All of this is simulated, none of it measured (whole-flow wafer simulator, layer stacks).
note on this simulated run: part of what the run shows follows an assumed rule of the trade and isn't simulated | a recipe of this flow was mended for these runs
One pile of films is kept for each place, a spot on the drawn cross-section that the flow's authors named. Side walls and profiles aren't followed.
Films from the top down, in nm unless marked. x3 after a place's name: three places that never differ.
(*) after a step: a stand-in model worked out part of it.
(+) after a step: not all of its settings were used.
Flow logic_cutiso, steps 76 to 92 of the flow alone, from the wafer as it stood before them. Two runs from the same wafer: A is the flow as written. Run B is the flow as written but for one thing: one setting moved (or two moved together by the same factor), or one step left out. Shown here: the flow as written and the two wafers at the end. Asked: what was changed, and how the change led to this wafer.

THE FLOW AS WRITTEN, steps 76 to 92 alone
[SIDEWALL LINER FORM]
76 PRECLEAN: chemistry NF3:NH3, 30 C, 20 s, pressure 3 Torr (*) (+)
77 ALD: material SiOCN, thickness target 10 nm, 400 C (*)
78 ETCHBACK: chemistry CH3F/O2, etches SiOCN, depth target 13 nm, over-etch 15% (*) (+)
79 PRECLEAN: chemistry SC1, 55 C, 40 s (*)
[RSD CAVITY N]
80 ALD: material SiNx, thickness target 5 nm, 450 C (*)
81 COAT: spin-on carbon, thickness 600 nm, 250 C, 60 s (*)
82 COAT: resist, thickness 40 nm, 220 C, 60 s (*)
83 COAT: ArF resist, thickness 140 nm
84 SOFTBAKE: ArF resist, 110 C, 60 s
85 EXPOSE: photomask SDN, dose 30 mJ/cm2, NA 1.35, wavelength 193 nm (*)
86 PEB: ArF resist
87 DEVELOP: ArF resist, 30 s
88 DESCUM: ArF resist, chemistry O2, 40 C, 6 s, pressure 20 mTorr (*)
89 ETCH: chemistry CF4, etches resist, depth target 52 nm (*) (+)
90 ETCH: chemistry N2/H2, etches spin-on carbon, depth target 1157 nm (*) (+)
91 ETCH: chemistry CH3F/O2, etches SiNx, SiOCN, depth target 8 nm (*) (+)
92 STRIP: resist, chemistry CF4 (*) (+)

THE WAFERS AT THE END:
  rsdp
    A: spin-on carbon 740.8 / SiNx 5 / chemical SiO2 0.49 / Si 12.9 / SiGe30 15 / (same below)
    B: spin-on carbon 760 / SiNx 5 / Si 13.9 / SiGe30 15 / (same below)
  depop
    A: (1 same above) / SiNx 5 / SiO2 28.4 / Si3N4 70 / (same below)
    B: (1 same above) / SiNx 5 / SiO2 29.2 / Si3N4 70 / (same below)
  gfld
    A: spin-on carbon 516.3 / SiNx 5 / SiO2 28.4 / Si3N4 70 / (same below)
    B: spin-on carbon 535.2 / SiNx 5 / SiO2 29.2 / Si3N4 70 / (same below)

The cause: step 77, ALD: thickness target 13.3 nm was run, where the flow has thickness target 10 nm.

How the change led to this, step by step:
  77 ALD: material SiOCN, thickness target 10 nm, 400 C (*)
      depop, dpovl x3, gfld and 13 more: A SiOCN +10 (new film) | B SiOCN +13.3 (new film)
  78 ETCHBACK: chemistry CH3F/O2, etches SiOCN, depth target 13 nm, over-etch 15% (*) (+)
      depop, dpovl x3, gfld and 8 more: A SiOCN -10 (all of it), SiO2 -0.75 | B SiOCN -13
      rsdn, rsdp, rsdw, rsdx: A SiOCN -10 (all of it), Si -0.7 | B SiOCN -13
      (and at 1 more place)
  81 COAT: spin-on carbon, thickness 600 nm, 250 C, 60 s (*)
      gfld, gxf, gxn, gxp: A spin-on carbon +516.3 (new film) | B spin-on carbon +535.2 (new film)
      glp, plug, tap: A spin-on carbon +516.4 (new film) | B spin-on carbon +535.3 (new film)
      (and at 10 more places)
  90 ETCH: chemistry N2/H2, etches spin-on carbon, depth target 1157 nm (*) (+)
      depop, dpovl x3, gfld and 10 more: A ArF resist -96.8 (all of it), resist -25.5 | B ArF resist -96.8 (all of it), resist -26.4
      rsdn, rsdx: A spin-on carbon -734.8 (all of it), SiNx -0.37 | B spin-on carbon -754 (all of it), SiNx -0.43
      (and at 5 more places)
  92 STRIP: resist, chemistry CF4 (*) (+)
      depop, dpovl x3, glp, lnrp, ns, plug, rsdp, rsdw: A resist -12.9 (all of it) | B resist -12 (all of it)
      gfld, gxf, gxp, iso, lnri: A resist -13 (all of it) | B resist -12.1 (all of it)
      (and at 5 more places)
